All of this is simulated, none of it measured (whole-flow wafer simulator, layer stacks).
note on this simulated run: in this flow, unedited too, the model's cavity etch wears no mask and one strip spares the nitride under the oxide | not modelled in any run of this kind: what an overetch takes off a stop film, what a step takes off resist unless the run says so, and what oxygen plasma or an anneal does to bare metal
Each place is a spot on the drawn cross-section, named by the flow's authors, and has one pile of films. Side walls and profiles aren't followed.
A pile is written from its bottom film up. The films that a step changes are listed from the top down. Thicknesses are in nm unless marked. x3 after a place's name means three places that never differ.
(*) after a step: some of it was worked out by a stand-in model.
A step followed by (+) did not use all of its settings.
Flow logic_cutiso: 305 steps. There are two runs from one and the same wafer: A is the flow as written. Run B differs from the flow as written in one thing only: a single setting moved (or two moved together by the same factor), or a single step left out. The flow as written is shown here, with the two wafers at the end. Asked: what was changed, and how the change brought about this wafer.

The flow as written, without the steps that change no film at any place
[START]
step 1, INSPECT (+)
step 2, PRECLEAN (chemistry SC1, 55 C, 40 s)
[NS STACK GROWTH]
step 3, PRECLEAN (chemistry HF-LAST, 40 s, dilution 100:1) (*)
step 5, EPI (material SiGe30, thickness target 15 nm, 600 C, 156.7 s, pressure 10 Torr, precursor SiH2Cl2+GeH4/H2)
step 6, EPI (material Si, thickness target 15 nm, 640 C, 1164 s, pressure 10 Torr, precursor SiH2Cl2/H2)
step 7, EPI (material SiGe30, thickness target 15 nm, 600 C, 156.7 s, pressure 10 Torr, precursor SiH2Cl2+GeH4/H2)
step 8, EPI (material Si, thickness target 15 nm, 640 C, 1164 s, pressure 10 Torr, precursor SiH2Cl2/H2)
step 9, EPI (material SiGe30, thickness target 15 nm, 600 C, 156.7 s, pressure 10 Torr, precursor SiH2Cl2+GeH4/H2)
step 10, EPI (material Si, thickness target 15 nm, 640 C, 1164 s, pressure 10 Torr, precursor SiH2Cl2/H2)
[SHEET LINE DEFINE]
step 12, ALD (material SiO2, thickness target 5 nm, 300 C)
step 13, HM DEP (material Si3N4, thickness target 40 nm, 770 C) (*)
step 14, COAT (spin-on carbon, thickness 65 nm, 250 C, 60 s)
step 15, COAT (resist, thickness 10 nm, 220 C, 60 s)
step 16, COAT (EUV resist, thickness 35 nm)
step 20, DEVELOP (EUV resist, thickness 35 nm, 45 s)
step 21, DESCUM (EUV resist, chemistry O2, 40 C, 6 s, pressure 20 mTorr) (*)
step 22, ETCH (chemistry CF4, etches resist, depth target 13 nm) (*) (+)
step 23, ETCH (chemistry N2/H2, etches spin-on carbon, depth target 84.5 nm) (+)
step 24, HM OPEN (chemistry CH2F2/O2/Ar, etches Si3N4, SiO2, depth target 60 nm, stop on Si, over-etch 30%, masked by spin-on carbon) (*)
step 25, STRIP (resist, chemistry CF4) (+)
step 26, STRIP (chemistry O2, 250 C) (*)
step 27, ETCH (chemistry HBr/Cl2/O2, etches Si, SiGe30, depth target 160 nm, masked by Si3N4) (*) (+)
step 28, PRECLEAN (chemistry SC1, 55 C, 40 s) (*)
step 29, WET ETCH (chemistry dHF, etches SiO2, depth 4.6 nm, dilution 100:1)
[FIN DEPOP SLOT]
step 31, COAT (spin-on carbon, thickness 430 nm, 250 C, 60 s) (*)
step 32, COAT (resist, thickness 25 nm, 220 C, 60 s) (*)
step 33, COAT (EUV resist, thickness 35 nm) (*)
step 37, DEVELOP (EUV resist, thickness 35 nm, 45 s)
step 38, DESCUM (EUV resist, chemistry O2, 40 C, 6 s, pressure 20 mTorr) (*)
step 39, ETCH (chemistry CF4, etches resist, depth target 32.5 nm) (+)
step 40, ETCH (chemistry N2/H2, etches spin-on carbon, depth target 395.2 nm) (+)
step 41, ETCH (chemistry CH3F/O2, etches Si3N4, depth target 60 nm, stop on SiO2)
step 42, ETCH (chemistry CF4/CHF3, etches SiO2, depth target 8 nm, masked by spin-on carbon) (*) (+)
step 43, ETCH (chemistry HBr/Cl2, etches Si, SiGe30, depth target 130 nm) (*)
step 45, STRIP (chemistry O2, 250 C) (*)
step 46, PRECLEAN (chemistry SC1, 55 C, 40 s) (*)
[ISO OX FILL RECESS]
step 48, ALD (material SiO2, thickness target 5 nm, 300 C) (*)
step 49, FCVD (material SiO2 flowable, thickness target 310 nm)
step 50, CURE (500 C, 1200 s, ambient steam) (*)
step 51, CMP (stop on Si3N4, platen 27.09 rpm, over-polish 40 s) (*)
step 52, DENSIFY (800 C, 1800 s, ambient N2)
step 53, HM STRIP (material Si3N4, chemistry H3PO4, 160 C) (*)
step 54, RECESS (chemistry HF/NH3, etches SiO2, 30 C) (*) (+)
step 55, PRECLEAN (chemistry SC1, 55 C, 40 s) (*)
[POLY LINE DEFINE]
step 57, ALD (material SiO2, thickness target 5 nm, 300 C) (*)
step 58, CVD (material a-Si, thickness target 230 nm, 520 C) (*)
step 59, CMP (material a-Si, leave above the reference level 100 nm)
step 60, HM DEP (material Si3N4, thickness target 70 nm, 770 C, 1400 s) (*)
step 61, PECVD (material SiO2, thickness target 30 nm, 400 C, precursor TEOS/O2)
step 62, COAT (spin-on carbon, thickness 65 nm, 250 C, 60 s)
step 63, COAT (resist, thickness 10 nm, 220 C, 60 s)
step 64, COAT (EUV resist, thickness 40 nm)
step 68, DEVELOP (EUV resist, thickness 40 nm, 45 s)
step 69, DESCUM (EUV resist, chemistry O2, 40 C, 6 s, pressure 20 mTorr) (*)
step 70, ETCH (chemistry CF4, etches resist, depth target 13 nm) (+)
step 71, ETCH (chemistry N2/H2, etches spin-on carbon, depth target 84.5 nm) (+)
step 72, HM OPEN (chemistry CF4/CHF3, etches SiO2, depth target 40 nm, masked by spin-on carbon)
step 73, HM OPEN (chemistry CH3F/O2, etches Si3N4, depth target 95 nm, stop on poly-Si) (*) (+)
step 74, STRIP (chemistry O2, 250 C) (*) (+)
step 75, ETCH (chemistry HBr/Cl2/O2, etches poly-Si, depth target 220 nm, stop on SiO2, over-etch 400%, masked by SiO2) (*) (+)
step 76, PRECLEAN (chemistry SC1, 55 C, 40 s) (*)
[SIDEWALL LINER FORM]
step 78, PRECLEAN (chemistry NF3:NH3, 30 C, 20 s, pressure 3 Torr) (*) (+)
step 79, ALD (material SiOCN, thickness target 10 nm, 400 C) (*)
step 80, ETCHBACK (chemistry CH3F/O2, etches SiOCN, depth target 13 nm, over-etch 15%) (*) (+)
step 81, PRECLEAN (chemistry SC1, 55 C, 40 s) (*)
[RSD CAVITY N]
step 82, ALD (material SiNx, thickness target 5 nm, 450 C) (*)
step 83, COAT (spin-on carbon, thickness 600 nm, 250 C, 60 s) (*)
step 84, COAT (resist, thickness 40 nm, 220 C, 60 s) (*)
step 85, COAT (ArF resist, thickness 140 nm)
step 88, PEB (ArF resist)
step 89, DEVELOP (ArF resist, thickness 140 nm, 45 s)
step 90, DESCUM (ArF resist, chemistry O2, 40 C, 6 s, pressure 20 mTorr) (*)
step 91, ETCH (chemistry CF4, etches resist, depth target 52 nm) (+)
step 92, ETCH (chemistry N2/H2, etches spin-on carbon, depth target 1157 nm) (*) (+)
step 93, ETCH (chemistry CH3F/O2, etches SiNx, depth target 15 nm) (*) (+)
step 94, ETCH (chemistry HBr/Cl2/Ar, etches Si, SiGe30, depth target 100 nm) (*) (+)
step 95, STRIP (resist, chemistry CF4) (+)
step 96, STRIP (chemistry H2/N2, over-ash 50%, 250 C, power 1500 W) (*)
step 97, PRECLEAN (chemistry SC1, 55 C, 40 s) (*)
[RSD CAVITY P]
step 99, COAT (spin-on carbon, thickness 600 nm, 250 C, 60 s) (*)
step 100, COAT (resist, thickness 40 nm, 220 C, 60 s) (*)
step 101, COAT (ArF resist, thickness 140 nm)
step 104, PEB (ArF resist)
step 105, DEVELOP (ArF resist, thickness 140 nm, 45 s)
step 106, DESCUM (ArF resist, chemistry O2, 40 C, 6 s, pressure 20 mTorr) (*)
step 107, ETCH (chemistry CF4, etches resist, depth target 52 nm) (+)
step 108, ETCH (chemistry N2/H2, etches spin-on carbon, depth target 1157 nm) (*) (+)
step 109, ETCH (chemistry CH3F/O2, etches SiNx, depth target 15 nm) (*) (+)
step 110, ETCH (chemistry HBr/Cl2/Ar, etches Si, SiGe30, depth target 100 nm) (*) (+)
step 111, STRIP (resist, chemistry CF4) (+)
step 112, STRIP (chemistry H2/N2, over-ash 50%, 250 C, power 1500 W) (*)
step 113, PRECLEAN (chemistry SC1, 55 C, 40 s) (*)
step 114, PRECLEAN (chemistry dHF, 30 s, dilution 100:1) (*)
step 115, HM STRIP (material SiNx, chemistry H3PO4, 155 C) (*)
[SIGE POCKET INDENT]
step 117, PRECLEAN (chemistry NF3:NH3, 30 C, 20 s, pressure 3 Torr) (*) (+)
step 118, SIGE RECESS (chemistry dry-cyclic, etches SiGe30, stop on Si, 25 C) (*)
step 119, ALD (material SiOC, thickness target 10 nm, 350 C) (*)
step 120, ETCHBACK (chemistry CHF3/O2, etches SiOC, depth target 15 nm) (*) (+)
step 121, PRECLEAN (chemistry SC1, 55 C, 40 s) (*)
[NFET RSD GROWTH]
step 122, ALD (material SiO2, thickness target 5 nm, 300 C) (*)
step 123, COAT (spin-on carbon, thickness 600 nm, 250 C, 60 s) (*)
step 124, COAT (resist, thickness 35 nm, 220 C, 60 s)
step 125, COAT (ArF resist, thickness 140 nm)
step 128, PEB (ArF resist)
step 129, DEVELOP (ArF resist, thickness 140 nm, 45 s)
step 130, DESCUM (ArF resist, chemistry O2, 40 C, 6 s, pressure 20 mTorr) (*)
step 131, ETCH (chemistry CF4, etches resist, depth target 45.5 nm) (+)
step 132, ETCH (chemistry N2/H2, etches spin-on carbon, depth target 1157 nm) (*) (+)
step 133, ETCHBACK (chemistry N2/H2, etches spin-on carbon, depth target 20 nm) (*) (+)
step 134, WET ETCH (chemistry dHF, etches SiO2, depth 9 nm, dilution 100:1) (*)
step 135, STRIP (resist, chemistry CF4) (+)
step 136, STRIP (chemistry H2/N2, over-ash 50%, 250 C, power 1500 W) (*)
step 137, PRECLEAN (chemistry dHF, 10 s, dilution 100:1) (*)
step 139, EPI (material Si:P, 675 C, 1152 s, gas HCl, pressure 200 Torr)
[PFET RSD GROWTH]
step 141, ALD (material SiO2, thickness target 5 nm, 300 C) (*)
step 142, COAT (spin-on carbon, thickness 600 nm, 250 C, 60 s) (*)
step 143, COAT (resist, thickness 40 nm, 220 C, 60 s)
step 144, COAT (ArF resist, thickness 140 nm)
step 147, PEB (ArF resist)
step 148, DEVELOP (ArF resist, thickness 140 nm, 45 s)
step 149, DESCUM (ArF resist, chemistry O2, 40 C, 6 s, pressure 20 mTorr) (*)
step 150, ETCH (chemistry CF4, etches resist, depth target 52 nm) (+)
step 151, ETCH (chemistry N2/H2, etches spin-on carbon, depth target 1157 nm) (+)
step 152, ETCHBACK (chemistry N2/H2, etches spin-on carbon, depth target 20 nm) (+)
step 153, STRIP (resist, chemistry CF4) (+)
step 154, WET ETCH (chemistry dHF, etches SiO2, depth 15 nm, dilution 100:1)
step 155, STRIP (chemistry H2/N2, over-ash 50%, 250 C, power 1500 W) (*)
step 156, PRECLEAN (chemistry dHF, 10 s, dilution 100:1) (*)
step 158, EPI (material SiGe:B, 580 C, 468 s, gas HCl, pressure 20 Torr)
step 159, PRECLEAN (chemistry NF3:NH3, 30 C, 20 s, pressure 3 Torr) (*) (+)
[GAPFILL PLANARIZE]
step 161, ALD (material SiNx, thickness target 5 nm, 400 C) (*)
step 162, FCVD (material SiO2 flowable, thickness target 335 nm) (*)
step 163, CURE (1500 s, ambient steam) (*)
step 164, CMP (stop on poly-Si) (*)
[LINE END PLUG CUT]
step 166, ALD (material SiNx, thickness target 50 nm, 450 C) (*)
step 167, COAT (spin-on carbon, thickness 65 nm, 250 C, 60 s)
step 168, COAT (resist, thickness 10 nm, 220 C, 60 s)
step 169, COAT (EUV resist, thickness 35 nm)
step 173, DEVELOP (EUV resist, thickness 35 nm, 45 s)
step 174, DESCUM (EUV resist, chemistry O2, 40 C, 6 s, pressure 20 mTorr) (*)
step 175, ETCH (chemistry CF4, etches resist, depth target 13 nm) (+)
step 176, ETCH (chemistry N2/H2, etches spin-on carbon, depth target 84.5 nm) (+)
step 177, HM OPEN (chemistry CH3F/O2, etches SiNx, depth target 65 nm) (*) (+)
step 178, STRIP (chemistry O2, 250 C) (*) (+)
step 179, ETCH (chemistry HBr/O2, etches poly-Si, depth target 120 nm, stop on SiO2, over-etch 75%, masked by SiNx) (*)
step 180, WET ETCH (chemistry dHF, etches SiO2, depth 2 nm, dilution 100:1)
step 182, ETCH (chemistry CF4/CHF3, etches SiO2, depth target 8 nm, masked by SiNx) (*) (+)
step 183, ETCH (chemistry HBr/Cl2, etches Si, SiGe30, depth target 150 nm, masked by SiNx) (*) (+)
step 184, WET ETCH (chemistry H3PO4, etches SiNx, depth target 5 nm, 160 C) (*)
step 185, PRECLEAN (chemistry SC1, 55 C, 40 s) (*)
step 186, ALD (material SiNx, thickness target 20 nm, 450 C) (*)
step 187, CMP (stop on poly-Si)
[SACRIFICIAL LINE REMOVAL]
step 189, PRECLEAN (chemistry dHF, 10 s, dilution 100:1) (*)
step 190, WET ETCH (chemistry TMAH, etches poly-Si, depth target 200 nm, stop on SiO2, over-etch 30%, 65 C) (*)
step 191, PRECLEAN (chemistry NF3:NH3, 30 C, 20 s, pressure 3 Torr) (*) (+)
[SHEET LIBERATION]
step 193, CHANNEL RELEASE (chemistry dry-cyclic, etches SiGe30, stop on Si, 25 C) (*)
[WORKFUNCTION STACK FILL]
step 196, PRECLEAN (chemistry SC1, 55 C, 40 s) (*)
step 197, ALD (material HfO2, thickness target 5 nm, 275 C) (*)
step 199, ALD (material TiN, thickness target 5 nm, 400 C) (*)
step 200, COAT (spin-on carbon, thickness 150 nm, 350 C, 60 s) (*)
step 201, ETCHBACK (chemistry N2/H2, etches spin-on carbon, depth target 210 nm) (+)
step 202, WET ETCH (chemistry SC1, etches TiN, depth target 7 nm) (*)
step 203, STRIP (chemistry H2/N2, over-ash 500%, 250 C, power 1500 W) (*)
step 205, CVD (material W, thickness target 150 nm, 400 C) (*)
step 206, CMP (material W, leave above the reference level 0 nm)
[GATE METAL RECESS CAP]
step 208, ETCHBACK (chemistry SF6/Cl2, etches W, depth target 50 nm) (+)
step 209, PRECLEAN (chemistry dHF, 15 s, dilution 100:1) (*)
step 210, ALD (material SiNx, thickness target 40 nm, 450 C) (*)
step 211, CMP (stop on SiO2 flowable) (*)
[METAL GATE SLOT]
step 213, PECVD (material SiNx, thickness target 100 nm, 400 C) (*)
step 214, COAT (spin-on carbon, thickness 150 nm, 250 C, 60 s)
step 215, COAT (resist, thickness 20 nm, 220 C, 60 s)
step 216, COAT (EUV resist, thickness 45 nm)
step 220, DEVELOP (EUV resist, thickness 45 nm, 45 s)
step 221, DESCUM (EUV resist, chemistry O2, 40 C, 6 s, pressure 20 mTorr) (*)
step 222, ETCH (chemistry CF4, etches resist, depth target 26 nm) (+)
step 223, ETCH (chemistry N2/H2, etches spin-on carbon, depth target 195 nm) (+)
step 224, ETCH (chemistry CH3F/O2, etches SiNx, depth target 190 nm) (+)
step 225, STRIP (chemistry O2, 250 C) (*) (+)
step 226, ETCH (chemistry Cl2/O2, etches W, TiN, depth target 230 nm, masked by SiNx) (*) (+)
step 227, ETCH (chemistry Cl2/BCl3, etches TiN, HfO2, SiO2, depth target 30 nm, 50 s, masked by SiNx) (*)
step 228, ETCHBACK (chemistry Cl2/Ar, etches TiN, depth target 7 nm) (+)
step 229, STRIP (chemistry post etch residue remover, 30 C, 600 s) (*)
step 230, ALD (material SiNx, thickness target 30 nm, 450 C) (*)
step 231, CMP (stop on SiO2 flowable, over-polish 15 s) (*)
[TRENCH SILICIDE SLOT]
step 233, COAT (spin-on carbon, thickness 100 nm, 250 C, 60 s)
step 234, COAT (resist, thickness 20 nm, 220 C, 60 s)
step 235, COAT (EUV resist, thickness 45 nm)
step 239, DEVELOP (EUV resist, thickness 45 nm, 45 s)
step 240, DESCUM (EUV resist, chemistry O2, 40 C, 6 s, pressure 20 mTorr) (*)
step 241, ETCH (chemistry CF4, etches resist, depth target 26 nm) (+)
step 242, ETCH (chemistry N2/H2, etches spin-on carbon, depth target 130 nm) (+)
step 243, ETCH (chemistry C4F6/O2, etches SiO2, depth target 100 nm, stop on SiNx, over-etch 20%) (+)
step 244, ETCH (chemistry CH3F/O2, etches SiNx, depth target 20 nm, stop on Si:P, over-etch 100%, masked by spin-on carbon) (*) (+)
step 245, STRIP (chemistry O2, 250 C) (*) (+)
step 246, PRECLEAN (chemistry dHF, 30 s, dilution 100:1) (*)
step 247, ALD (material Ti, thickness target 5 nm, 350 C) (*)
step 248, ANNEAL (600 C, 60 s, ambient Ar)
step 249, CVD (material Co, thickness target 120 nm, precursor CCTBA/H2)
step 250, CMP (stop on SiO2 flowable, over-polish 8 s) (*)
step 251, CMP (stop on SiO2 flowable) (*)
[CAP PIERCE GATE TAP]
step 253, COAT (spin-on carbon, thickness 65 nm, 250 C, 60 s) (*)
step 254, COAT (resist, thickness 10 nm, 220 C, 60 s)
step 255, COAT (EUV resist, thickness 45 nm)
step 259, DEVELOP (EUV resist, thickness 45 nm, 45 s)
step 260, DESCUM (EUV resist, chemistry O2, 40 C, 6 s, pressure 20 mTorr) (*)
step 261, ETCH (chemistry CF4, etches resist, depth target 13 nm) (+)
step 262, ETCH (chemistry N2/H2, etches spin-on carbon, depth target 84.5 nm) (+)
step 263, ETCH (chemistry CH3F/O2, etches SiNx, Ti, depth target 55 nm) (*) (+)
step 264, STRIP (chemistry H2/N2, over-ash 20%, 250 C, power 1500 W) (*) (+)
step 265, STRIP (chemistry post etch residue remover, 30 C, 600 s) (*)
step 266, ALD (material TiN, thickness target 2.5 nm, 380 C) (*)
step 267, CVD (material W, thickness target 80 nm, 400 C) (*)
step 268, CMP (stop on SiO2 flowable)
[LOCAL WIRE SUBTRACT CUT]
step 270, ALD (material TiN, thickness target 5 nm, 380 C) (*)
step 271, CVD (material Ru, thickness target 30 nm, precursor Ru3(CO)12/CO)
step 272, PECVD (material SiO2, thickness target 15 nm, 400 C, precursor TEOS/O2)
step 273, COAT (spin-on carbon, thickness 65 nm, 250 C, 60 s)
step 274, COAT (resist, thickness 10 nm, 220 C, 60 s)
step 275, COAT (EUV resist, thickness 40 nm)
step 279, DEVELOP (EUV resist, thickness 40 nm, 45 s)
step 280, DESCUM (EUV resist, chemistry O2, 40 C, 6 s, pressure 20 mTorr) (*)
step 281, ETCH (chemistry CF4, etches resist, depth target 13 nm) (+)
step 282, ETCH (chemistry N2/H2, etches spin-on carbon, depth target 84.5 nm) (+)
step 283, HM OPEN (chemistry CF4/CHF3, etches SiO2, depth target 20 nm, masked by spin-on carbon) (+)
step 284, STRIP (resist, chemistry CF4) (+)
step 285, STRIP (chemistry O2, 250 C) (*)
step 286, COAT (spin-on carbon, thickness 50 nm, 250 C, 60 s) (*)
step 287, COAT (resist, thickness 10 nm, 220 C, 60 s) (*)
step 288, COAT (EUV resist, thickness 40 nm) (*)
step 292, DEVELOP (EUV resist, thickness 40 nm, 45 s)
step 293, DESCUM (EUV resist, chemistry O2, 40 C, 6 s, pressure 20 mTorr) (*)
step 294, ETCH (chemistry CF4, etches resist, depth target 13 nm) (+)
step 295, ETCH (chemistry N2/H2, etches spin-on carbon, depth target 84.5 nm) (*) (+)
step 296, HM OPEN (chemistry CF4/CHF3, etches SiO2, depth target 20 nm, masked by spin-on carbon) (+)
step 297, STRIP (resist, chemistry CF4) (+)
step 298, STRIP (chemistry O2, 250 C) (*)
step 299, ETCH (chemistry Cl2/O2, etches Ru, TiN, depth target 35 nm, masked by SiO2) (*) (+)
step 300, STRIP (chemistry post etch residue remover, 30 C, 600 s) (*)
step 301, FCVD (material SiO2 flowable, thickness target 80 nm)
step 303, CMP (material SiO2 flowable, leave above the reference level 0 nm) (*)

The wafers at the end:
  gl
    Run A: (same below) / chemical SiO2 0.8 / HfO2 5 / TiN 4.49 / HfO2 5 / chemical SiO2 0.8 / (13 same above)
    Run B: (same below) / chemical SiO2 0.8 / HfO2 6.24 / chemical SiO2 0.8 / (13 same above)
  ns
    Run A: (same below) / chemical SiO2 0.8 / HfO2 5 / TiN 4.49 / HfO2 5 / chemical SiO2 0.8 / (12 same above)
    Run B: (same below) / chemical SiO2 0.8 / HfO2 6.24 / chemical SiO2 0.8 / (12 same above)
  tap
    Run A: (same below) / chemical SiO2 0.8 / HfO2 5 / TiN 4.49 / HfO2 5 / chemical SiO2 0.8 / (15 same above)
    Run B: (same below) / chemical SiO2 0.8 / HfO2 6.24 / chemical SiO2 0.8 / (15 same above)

What caused this: step 7, EPI: thickness target 6.8 nm was run, while the flow as written has thickness target 15 nm; step 7, EPI: 70.5 s was run, where the flow has 156.7 s.

Step by step, how the change led to this:
  step 7, EPI (material SiGe30, thickness target 15 nm, 600 C, 156.7 s, pressure 10 Torr, precursor SiH2Cl2+GeH4/H2)
      depop, dpovl, gfld and 19 more: A SiGe30 gains 15 (new film) | B SiGe30 gains 6.75 (new film)
  step 27, ETCH (chemistry HBr/Cl2/O2, etches Si, SiGe30, depth target 160 nm, masked by Si3N4) (*) (+)
      gfld, gxf, iso, lnri: A chemical SiO2 loses 0.79 (all of it), Si loses 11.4 (all of it), SiGe30 loses 15 (all of it), Si loses 15 (all of it), SiGe30 loses 15 (all of it), Si loses 15 (all of it), SiGe30 loses 15 (all of it), Si loses 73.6 | B chemical SiO2 loses 0.79 (all of it), Si loses 11.4 (all of it), SiGe30 loses 15 (all of it), Si loses 15 (all of it), SiGe30 loses 6.75 (all of it), Si loses 15 (all of it), SiGe30 loses 15 (all of it), Si loses 81.9
      dpovl, nsgap: A chemical SiO2 loses 0.79 (all of it), Si loses 11.8 (all of it), SiGe30 loses 15 (all of it), Si loses 15 (all of it), SiGe30 loses 15 (all of it), Si loses 15 (all of it), SiGe30 loses 15 (all of it), Si loses 73.2 | B chemical SiO2 loses 0.79 (all of it), Si loses 11.8 (all of it), SiGe30 loses 15 (all of it), Si loses 15 (all of it), SiGe30 loses 6.75 (all of it), Si loses 15 (all of it), SiGe30 loses 15 (all of it), Si loses 81.5
      (also at 1 further place)
  step 43, ETCH (chemistry HBr/Cl2, etches Si, SiGe30, depth target 130 nm) (*)
      depop: A Si loses 14 (all of it), SiGe30 loses 15 (all of it), Si loses 15 (all of it), SiGe30 loses 15 (all of it), Si loses 15 (all of it), SiGe30 loses 15 (all of it), Si loses 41 | B Si loses 14 (all of it), SiGe30 loses 15 (all of it), Si loses 15 (all of it), SiGe30 loses 6.75 (all of it), Si loses 15 (all of it), SiGe30 loses 15 (all of it), Si loses 49.2
  step 94, ETCH (chemistry HBr/Cl2/Ar, etches Si, SiGe30, depth target 100 nm) (*) (+)
      rsdn, rsdx: A chemical SiO2 loses 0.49 (all of it), Si loses 12.8 (all of it), SiGe30 loses 15 (all of it), Si loses 15 (all of it), SiGe30 loses 15 (all of it), Si loses 15 (all of it), SiGe30 loses 15 (all of it), Si loses 12.2 | B chemical SiO2 loses 0.49 (all of it), Si loses 12.8 (all of it), SiGe30 loses 15 (all of it), Si loses 15 (all of it), SiGe30 loses 6.75 (all of it), Si loses 15 (all of it), SiGe30 loses 15 (all of it), Si loses 20.4
  step 110, ETCH (chemistry HBr/Cl2/Ar, etches Si, SiGe30, depth target 100 nm) (*) (+)
      rsdp, rsdw: A chemical SiO2 loses 0.49 (all of it), Si loses 12.8 (all of it), SiGe30 loses 15 (all of it), Si loses 15 (all of it), SiGe30 loses 15 (all of it), Si loses 15 (all of it), SiGe30 loses 15 (all of it), Si loses 12.2 | B chemical SiO2 loses 0.49 (all of it), Si loses 12.8 (all of it), SiGe30 loses 15 (all of it), Si loses 15 (all of it), SiGe30 loses 6.75 (all of it), Si loses 15 (all of it), SiGe30 loses 15 (all of it), Si loses 20.4
  step 118, SIGE RECESS (chemistry dry-cyclic, etches SiGe30, stop on Si, 25 C) (*)
      lnr, lnrp, lnrt: A SiOCN loses 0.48, Si loses 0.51, cavity gains 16 (new film), SiGe30 loses 15 (all of it), Si loses 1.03, cavity gains 16 (new film), SiGe30 loses 15 (all of it), Si loses 1.03, cavity gains 16 (new film), SiGe30 loses 15 (all of it), Si loses 0.51 | B SiOCN loses 0.48, Si loses 0.51, cavity gains 16 (new film), SiGe30 loses 15 (all of it), Si loses 1.03, cavity gains 7.78 (new film), SiGe30 loses 6.75 (all of it), Si loses 1.03, cavity gains 16 (new film), SiGe30 loses 15 (all of it), Si loses 0.51
  step 119, ALD (material SiOC, thickness target 10 nm, 350 C) (*)
      lnr, lnrp, lnrt: A SiOC gains 10 (new film), SiOC gains 16 (new film), cavity loses 16 (all of it), SiOC gains 16 (new film), cavity loses 16 (all of it), SiOC gains 16 (new film), cavity loses 16 (all of it) | B SiOC gains 10 (new film), SiOC gains 16 (new film), cavity loses 16 (all of it), SiOC gains 7.78 (new film), cavity loses 7.78 (all of it), SiOC gains 16 (new film), cavity loses 16 (all of it)
  step 183, ETCH (chemistry HBr/Cl2, etches Si, SiGe30, depth target 150 nm, masked by SiNx) (*) (+)
      plug: A Si loses 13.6 (all of it), SiGe30 loses 15 (all of it), Si loses 15 (all of it), SiGe30 loses 15 (all of it), Si loses 15 (all of it), SiGe30 loses 15 (all of it), Si loses 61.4 | B Si loses 13.6 (all of it), SiGe30 loses 15 (all of it), Si loses 15 (all of it), SiGe30 loses 6.75 (all of it), Si loses 15 (all of it), SiGe30 loses 15 (all of it), Si loses 69.7
  step 193, CHANNEL RELEASE (chemistry dry-cyclic, etches SiGe30, stop on Si, 25 C) (*)
      gl, glp, gxn, gxp, ns, tap: A chemical SiO2 gains 0.8 (new film), Si loses 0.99, chemical SiO2 gains 0.8 (new film), cavity gains 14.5 (new film), chemical SiO2 gains 0.8 (new film), SiGe30 loses 15 (all of it), Si loses 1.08, chemical SiO2 gains 0.8 (new film), cavity gains 14.5 (new film), chemical SiO2 gains 0.8 (new film), SiGe30 loses 15 (all of it), Si loses 1.08, chemical SiO2 gains 0.8 (new film), cavity gains 14.5 (new film), chemical SiO2 gains 0.8 (new film), SiGe30 loses 15 (all of it), Si loses 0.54 | B chemical SiO2 gains 0.8 (new film), Si loses 0.99, chemical SiO2 gains 0.8 (new film), cavity gains 14.5 (new film), chemical SiO2 gains 0.8 (new film), SiGe30 loses 15 (all of it), Si loses 1.08, chemical SiO2 gains 0.8 (new film), cavity gains 6.24 (new film), chemical SiO2 gains 0.8 (new film), SiGe30 loses 6.75 (all of it), Si loses 1.08, chemical SiO2 gains 0.8 (new film), cavity gains 14.5 (new film), chemical SiO2 gains 0.8 (new film), SiGe30 loses 15 (all of it), Si loses 0.54
  step 197, ALD (material HfO2, thickness target 5 nm, 275 C) (*)
      gl, glp, gxn, gxp, ns, tap: A HfO2 gains 5 (new film), HfO2 gains 5 (new film), cavity loses 10, HfO2 gains 5 (new film), HfO2 gains 5 (new film), cavity loses 10, HfO2 gains 5 (new film), HfO2 gains 5 (new film), cavity loses 10, HfO2 gains 5 (new film) | B HfO2 gains 5 (new film), HfO2 gains 5 (new film), cavity loses 10, HfO2 gains 5 (new film), HfO2 gains 6.24 (new film), cavity loses 6.24 (all of it), HfO2 gains 5 (new film), cavity loses 10, HfO2 gains 5 (new film)
  step 199, ALD (material TiN, thickness target 5 nm, 400 C) (*)
      gl, glp, tap: A TiN gains 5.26 (new film), TiN gains 4.49 (new film), cavity loses 4.49 (all of it), TiN gains 4.49 (new film), cavity loses 4.49 (all of it), TiN gains 4.49 (new film), cavity loses 4.49 (all of it) | B TiN gains 5.26 (new film), TiN gains 4.49 (new film), cavity loses 4.49 (all of it), TiN gains 4.49 (new film), cavity loses 4.49 (all of it)
      gxn, gxp, ns: A TiN gains 5 (new film), TiN gains 4.49 (new film), cavity loses 4.49 (all of it), TiN gains 4.49 (new film), cavity loses 4.49 (all of it), TiN gains 4.49 (new film), cavity loses 4.49 (all of it) | B TiN gains 5 (new film), TiN gains 4.49 (new film), cavity loses 4.49 (all of it), TiN gains 4.49 (new film), cavity loses 4.49 (all of it)
If metal films that touch count as one body, gl has 3 bodies (between them, from the top down: HfO2 5 / chemical SiO2 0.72 / Si 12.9 / chemical SiO2 0.8 / HfO2 5; HfO2 5 / chemical SiO2 0.8 / Si 13.9 / chemical SiO2 0.8 / HfO2 6.24 / chemical SiO2 0.8 / Si 13.9 / chemical SiO2 0.8 / HfO2 5); the flow as written gives 4 bodies (between them, from the top down: HfO2 5 / chemical SiO2 0.72 / Si 12.9 / chemical SiO2 0.8 / HfO2 5; HfO2 5 / chemical SiO2 0.8 / Si 13.9 / chemical SiO2 0.8 / HfO2 5; HfO2 5 / chemical SiO2 0.8 / Si 13.9 / chemical SiO2 0.8 / HfO2 5).
If metal films that touch count as one body, ns has 3 bodies (between them, from the top down: HfO2 5 / chemical SiO2 0.72 / Si 12.9 / chemical SiO2 0.8 / HfO2 5; HfO2 5 / chemical SiO2 0.8 / Si 13.9 / chemical SiO2 0.8 / HfO2 6.24 / chemical SiO2 0.8 / Si 13.9 / chemical SiO2 0.8 / HfO2 5); the flow as written gives 4 bodies (between them, from the top down: HfO2 5 / chemical SiO2 0.72 / Si 12.9 / chemical SiO2 0.8 / HfO2 5; HfO2 5 / chemical SiO2 0.8 / Si 13.9 / chemical SiO2 0.8 / HfO2 5; HfO2 5 / chemical SiO2 0.8 / Si 13.9 / chemical SiO2 0.8 / HfO2 5).
If metal films that touch count as one body, tap has 3 bodies (between them, from the top down: HfO2 5 / chemical SiO2 0.72 / Si 12.9 / chemical SiO2 0.8 / HfO2 5; HfO2 5 / chemical SiO2 0.8 / Si 13.9 / chemical SiO2 0.8 / HfO2 6.24 / chemical SiO2 0.8 / Si 13.9 / chemical SiO2 0.8 / HfO2 5); the flow as written gives 4 bodies (between them, from the top down: HfO2 5 / chemical SiO2 0.72 / Si 12.9 / chemical SiO2 0.8 / HfO2 5; HfO2 5 / chemical SiO2 0.8 / Si 13.9 / chemical SiO2 0.8 / HfO2 5; HfO2 5 / chemical SiO2 0.8 / Si 13.9 / chemical SiO2 0.8 / HfO2 5).
